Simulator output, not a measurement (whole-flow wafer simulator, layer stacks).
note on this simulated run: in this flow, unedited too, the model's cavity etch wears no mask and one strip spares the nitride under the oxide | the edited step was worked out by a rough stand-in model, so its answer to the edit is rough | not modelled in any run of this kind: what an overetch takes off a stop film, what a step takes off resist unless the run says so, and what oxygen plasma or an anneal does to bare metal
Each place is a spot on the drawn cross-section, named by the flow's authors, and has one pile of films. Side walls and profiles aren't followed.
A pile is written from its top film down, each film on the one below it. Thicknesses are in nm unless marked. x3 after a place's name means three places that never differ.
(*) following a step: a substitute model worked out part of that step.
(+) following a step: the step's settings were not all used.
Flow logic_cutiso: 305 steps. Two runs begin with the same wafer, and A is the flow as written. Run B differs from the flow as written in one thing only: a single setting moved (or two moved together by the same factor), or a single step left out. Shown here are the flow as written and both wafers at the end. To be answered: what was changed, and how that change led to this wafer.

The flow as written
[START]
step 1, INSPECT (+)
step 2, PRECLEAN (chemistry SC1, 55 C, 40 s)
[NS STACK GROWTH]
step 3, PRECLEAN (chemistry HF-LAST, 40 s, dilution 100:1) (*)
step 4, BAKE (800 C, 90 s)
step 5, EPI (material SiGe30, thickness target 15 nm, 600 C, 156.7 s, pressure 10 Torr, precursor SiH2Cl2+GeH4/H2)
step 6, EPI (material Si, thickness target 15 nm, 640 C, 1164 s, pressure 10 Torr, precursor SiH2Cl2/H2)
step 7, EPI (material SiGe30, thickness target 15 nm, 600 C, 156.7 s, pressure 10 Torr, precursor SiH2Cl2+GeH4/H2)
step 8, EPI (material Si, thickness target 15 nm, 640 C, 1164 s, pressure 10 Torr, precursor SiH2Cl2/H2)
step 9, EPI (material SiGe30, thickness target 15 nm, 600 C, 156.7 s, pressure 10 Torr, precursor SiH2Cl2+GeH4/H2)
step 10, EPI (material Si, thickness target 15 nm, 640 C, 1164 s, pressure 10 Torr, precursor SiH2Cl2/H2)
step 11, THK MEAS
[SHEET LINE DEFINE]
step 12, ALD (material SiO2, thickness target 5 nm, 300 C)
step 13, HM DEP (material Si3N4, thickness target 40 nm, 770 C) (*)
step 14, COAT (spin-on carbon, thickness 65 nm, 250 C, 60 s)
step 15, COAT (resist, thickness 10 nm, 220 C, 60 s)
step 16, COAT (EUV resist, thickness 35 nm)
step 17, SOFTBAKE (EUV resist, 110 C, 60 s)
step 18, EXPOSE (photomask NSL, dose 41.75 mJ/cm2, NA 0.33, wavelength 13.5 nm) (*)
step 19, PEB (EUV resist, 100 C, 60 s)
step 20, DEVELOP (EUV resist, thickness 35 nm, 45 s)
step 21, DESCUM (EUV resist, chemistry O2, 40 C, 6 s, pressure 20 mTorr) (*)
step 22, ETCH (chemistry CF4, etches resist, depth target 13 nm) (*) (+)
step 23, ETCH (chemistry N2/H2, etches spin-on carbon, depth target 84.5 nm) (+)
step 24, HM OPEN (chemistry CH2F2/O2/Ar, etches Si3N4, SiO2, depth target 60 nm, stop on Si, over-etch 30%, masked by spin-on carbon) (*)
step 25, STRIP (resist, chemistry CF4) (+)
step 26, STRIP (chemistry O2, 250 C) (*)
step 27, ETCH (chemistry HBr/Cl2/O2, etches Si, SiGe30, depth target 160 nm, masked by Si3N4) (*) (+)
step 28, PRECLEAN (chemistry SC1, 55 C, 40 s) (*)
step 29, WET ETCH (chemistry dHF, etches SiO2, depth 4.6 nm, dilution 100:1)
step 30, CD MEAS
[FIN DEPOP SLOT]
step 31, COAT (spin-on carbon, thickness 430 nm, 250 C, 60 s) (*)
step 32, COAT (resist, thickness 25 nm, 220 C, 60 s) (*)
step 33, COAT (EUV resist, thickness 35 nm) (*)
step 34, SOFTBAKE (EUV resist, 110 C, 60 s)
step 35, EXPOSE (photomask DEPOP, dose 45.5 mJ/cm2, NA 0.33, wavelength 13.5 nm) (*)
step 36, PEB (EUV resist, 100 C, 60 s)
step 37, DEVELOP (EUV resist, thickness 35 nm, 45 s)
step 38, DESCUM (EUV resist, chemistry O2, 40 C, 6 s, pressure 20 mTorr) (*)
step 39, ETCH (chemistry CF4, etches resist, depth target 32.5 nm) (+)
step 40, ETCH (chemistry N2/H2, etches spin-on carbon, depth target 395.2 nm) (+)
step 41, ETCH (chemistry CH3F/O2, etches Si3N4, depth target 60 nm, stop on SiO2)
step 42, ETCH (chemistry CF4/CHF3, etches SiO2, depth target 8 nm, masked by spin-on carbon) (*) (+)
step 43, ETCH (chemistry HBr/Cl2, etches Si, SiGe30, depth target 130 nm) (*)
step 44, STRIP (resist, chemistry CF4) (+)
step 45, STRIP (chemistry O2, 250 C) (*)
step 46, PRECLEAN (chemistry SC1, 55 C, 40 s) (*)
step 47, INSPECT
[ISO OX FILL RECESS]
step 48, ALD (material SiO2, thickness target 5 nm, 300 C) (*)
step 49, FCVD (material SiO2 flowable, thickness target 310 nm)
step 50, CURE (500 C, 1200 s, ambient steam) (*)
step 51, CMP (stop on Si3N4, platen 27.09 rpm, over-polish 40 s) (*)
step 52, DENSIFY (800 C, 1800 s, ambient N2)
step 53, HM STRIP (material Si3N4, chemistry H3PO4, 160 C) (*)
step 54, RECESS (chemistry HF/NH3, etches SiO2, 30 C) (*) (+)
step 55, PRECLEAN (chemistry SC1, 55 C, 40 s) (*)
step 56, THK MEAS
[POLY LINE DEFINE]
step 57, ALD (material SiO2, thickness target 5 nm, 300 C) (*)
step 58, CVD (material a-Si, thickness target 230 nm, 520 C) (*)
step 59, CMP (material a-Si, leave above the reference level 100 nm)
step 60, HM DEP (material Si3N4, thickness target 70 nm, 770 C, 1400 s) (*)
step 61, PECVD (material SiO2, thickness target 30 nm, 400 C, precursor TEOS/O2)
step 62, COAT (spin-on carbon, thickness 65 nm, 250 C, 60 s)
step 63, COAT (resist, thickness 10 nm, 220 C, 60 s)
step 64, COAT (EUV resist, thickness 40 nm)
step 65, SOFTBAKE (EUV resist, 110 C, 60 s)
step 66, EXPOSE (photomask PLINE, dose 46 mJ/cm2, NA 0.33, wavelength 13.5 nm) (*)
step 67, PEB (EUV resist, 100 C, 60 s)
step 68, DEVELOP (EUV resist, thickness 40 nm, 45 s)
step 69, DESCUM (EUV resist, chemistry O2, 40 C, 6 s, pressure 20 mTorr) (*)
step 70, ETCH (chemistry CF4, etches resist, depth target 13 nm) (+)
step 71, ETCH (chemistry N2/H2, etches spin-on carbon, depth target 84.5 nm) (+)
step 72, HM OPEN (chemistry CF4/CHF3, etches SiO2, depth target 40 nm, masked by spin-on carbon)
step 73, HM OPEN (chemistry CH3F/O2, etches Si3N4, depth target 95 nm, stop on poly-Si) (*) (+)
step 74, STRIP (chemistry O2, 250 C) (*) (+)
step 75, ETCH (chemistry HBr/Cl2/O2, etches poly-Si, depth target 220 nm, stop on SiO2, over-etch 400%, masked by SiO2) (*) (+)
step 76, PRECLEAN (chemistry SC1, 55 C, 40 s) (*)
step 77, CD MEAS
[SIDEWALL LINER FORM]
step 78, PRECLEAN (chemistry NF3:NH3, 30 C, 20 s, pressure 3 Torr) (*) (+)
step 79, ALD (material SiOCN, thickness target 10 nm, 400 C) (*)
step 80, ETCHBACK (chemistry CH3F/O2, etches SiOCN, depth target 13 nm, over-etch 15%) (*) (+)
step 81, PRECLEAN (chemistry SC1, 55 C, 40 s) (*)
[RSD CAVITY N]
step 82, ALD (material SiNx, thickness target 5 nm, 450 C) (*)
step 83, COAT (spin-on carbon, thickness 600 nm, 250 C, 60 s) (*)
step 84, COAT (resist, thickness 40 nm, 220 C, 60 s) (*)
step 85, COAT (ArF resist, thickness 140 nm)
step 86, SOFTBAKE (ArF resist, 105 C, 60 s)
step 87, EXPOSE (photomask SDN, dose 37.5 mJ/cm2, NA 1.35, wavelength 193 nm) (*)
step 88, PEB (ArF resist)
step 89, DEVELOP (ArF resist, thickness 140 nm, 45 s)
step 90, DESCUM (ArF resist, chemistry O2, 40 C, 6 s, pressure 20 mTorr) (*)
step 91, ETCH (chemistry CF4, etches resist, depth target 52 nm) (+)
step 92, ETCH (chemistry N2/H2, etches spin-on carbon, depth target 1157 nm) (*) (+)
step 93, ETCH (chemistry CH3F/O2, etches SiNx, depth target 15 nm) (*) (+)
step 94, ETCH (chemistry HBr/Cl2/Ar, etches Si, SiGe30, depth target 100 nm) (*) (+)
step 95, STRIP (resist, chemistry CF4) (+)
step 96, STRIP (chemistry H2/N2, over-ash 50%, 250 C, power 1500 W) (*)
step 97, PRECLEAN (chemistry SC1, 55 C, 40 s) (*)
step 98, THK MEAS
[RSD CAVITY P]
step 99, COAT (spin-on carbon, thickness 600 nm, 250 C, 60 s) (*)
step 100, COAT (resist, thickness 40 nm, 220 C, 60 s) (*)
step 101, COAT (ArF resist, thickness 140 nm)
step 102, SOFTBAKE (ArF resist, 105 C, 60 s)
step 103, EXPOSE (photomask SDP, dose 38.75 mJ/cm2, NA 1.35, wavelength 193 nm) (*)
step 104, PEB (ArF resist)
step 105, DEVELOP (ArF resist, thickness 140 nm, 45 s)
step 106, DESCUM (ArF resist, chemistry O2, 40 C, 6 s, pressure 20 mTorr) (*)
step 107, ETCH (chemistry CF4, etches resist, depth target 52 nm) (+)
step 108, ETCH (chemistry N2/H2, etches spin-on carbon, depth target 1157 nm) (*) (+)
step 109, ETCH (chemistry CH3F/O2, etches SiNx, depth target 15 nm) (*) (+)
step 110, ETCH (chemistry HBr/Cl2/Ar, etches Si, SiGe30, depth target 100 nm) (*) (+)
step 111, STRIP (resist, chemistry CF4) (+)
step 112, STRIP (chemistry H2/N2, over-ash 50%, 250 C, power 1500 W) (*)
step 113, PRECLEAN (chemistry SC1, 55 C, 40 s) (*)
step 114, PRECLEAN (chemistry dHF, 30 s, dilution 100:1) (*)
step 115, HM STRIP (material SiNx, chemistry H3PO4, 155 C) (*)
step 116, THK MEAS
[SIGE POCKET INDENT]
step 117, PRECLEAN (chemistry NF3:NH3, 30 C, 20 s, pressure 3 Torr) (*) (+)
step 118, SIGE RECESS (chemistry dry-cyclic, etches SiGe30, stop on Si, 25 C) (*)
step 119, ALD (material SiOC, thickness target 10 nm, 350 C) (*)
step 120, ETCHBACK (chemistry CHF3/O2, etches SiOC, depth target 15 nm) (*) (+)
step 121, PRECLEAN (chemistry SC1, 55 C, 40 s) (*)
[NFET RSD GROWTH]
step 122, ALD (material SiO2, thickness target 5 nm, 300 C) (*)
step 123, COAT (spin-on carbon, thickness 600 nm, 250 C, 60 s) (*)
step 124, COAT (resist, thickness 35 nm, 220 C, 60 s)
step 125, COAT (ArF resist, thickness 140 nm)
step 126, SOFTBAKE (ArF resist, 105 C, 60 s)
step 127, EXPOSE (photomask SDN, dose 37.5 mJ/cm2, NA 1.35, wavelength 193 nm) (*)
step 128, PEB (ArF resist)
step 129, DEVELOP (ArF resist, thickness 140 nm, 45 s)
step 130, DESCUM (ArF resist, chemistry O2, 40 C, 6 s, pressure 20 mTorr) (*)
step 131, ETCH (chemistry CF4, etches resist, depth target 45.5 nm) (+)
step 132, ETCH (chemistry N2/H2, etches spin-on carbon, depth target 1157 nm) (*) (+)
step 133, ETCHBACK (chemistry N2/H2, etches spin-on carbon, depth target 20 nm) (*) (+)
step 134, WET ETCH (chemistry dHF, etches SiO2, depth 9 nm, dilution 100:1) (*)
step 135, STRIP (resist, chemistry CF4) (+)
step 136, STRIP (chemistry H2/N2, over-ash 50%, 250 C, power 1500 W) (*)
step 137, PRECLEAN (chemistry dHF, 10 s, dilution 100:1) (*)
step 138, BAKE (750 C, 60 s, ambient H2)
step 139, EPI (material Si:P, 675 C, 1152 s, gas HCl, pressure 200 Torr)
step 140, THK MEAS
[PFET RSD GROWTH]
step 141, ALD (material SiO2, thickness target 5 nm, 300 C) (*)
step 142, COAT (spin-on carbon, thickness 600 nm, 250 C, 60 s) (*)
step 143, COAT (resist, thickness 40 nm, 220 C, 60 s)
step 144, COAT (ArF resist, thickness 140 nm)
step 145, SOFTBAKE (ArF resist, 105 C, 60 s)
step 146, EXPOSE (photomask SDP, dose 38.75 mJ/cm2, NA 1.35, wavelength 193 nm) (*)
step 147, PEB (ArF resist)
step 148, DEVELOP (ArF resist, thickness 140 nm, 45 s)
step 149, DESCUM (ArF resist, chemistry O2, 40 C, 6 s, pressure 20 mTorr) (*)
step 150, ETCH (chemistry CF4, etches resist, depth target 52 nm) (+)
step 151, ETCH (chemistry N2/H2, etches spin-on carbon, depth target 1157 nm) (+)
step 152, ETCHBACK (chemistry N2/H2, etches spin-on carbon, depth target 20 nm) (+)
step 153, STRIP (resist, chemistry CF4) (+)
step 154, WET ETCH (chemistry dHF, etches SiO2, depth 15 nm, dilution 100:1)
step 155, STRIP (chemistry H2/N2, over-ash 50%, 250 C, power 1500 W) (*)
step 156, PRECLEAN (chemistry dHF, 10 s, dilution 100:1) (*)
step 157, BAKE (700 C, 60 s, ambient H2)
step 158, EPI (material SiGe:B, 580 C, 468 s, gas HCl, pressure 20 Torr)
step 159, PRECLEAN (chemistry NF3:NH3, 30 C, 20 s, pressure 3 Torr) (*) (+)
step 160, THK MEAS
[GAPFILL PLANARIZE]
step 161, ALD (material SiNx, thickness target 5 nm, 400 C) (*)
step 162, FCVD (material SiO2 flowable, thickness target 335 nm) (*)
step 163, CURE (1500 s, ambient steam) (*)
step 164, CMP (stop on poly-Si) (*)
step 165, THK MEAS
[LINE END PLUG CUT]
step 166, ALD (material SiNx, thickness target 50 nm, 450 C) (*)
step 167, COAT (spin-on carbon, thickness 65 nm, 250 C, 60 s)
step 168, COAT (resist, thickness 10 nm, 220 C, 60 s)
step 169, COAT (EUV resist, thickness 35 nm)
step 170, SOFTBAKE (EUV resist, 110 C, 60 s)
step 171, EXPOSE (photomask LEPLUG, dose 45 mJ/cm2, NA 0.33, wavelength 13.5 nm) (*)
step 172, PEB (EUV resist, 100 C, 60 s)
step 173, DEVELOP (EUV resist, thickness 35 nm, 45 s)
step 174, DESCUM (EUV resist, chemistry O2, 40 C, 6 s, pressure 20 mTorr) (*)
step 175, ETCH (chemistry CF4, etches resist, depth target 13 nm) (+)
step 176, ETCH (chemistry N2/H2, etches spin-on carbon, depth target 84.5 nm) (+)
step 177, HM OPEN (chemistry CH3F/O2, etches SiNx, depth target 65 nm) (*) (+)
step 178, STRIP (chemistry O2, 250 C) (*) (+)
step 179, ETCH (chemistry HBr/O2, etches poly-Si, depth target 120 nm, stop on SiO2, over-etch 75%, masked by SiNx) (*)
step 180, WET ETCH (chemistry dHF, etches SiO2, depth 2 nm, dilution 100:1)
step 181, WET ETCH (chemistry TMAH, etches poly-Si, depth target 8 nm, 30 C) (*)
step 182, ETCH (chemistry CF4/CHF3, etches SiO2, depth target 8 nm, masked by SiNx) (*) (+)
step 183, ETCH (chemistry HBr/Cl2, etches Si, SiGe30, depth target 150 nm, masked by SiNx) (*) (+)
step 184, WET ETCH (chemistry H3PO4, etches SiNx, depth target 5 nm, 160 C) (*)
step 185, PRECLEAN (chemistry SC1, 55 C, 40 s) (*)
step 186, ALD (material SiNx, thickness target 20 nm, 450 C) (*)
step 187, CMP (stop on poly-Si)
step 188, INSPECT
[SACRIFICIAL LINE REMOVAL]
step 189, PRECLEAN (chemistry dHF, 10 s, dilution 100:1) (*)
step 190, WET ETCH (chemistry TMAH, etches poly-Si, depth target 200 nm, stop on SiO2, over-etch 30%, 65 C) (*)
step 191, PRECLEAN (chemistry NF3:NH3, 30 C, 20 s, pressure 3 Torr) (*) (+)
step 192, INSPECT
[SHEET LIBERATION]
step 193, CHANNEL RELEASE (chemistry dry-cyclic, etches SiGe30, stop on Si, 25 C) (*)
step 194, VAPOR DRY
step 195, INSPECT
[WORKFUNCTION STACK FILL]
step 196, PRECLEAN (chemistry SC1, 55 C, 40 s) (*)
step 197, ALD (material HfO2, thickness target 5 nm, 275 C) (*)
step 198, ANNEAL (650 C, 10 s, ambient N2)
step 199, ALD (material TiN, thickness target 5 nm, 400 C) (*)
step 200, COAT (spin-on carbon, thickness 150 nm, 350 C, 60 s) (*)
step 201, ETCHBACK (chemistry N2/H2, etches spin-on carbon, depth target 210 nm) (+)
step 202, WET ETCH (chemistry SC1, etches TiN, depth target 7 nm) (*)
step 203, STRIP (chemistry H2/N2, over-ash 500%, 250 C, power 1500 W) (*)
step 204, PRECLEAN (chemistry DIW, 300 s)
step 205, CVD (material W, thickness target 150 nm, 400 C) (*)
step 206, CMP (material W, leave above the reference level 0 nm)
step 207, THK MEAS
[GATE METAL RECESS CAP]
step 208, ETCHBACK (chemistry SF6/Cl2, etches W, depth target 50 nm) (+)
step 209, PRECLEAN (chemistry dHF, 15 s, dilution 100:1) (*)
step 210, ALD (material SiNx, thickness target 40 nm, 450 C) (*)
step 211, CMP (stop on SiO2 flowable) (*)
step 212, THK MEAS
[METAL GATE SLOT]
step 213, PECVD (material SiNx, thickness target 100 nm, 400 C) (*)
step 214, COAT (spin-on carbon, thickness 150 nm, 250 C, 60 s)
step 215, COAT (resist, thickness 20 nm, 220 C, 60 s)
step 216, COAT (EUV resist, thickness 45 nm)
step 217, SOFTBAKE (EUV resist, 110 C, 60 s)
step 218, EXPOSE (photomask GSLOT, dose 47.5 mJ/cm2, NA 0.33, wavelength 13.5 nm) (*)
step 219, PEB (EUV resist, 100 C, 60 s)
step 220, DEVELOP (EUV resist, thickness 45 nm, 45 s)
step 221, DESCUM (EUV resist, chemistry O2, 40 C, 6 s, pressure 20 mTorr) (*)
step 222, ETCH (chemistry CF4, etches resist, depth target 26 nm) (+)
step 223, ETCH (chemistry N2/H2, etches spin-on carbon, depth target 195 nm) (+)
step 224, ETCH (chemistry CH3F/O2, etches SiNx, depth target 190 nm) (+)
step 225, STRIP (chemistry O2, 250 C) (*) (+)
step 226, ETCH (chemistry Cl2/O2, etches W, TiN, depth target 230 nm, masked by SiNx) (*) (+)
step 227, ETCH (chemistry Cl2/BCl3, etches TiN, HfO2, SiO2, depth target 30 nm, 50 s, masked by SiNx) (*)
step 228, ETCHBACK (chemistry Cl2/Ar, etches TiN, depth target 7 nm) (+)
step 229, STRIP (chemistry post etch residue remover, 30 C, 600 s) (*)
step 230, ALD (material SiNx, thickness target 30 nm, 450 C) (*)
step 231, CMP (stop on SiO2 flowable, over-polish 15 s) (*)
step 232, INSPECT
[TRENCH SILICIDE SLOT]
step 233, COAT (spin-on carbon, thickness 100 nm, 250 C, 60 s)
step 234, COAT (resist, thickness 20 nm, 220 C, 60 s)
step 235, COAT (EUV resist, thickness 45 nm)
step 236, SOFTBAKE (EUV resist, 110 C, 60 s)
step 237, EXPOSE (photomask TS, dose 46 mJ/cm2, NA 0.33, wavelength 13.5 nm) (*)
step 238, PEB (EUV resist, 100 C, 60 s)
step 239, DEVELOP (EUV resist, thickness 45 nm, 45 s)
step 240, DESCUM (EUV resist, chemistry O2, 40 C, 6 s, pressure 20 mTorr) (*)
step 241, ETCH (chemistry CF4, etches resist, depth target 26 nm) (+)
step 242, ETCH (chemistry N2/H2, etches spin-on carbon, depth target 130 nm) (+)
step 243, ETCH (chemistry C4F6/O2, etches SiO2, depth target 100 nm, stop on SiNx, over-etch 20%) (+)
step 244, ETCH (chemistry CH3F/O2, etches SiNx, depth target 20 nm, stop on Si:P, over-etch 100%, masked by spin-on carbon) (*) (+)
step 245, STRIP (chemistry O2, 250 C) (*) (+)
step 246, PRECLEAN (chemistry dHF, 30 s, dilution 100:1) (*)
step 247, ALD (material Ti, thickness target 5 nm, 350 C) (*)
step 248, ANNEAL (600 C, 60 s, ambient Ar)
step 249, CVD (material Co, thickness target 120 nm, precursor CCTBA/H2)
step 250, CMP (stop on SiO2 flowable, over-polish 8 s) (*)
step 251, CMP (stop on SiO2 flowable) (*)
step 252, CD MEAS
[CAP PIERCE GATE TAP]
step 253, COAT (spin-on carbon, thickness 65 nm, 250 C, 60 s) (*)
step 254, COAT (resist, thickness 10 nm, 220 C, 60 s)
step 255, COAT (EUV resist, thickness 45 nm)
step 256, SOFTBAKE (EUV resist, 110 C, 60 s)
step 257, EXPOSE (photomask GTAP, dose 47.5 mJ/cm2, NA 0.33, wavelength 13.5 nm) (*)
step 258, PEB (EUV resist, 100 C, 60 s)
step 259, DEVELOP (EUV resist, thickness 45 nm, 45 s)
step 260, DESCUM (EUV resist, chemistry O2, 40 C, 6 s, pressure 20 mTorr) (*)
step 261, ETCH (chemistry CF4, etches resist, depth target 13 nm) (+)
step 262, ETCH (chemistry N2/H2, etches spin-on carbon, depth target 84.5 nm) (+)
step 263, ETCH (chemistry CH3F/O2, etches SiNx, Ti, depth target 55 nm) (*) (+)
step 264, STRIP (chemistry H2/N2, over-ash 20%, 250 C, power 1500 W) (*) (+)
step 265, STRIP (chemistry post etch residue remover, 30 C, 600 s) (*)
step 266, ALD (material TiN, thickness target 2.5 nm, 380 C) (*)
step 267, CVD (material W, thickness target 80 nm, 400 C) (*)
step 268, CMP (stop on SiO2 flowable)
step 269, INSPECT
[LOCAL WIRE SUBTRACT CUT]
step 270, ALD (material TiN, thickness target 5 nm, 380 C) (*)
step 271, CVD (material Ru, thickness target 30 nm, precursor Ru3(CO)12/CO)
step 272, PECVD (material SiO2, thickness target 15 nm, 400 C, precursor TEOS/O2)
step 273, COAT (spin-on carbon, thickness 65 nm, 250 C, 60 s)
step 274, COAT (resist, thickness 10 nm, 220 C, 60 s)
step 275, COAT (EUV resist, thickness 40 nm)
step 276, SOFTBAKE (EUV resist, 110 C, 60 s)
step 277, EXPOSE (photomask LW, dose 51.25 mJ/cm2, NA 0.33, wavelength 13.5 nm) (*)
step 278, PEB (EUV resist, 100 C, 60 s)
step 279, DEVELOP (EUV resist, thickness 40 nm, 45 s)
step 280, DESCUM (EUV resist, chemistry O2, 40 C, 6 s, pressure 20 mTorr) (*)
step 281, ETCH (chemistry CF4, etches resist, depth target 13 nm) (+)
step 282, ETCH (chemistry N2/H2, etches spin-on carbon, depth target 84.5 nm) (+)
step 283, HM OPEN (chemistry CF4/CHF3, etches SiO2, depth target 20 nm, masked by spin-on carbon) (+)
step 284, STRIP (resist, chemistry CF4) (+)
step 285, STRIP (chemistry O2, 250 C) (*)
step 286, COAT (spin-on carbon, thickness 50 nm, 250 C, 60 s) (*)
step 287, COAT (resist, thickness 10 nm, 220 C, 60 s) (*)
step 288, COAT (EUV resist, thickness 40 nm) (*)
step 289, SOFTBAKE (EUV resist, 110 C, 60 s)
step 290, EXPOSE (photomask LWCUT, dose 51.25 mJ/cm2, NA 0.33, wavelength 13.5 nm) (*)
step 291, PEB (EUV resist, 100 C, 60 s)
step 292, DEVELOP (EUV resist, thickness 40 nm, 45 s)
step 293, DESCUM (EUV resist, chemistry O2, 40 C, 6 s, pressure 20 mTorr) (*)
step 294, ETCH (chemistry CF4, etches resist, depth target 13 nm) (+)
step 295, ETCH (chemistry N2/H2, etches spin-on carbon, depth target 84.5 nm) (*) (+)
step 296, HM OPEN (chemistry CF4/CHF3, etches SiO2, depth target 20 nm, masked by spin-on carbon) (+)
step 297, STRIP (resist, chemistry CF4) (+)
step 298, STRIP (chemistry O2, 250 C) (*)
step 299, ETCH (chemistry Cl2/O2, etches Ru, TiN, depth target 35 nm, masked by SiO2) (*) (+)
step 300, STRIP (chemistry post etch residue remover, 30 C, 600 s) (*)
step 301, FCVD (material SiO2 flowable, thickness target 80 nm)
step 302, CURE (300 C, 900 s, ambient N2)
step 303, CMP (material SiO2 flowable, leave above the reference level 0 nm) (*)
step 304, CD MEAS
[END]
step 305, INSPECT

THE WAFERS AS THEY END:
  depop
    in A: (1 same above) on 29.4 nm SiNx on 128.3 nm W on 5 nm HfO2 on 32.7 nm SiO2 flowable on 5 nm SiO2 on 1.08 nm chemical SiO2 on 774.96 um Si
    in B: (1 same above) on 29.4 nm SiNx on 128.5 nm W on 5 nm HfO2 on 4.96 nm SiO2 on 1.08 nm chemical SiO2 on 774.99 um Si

The reason: step 43, ETCH: depth target 97.5 nm was run, whereas the flow has depth target 130 nm.

Step by step, how the change led to this:
  step 43, ETCH (chemistry HBr/Cl2, etches Si, SiGe30, depth target 130 nm) (*)
      dpovl, gl, glp and 16 more: A spin-on carbon loses 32 | B spin-on carbon loses 25.5
      depop: A Si loses 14 (all of it), SiGe30 loses 15 (all of it), Si loses 15 (all of it), SiGe30 loses 15 (all of it), Si loses 15 (all of it), SiGe30 loses 15 (all of it), Si loses 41 | B Si loses 14 (all of it), SiGe30 loses 15 (all of it), Si loses 15 (all of it), SiGe30 loses 15 (all of it), Si loses 15 (all of it), SiGe30 loses 15 (all of it), Si loses 8.46
      (also at 2 further places)
  step 45, STRIP (chemistry O2, 250 C) (*)
      dpovl: A chemical SiO2 gains 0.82 (new film), spin-on carbon loses 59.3 (all of it), Si loses 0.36 | B chemical SiO2 gains 0.82 (new film), spin-on carbon loses 65.8 (all of it), Si loses 0.36
      ns: A spin-on carbon loses 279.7 (all of it) | B spin-on carbon loses 286.2 (all of it)
  step 49, FCVD (material SiO2 flowable, thickness target 310 nm)
      depop: A SiO2 flowable gains 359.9 (new film) | B SiO2 flowable gains 330.8 (new film)
  step 52, DENSIFY (800 C, 1800 s, ambient N2)
      depop: A SiO2 flowable loses 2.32 | B SiO2 flowable loses 1.77
  step 191, PRECLEAN (chemistry NF3:NH3, 30 C, 20 s, pressure 3 Torr) (*) (+)
      depop: A SiO2 loses 5 (all of it), SiO2 flowable loses 2.58 | B SiO2 loses 5 (all of it), SiO2 flowable loses 2.84 (all of it)
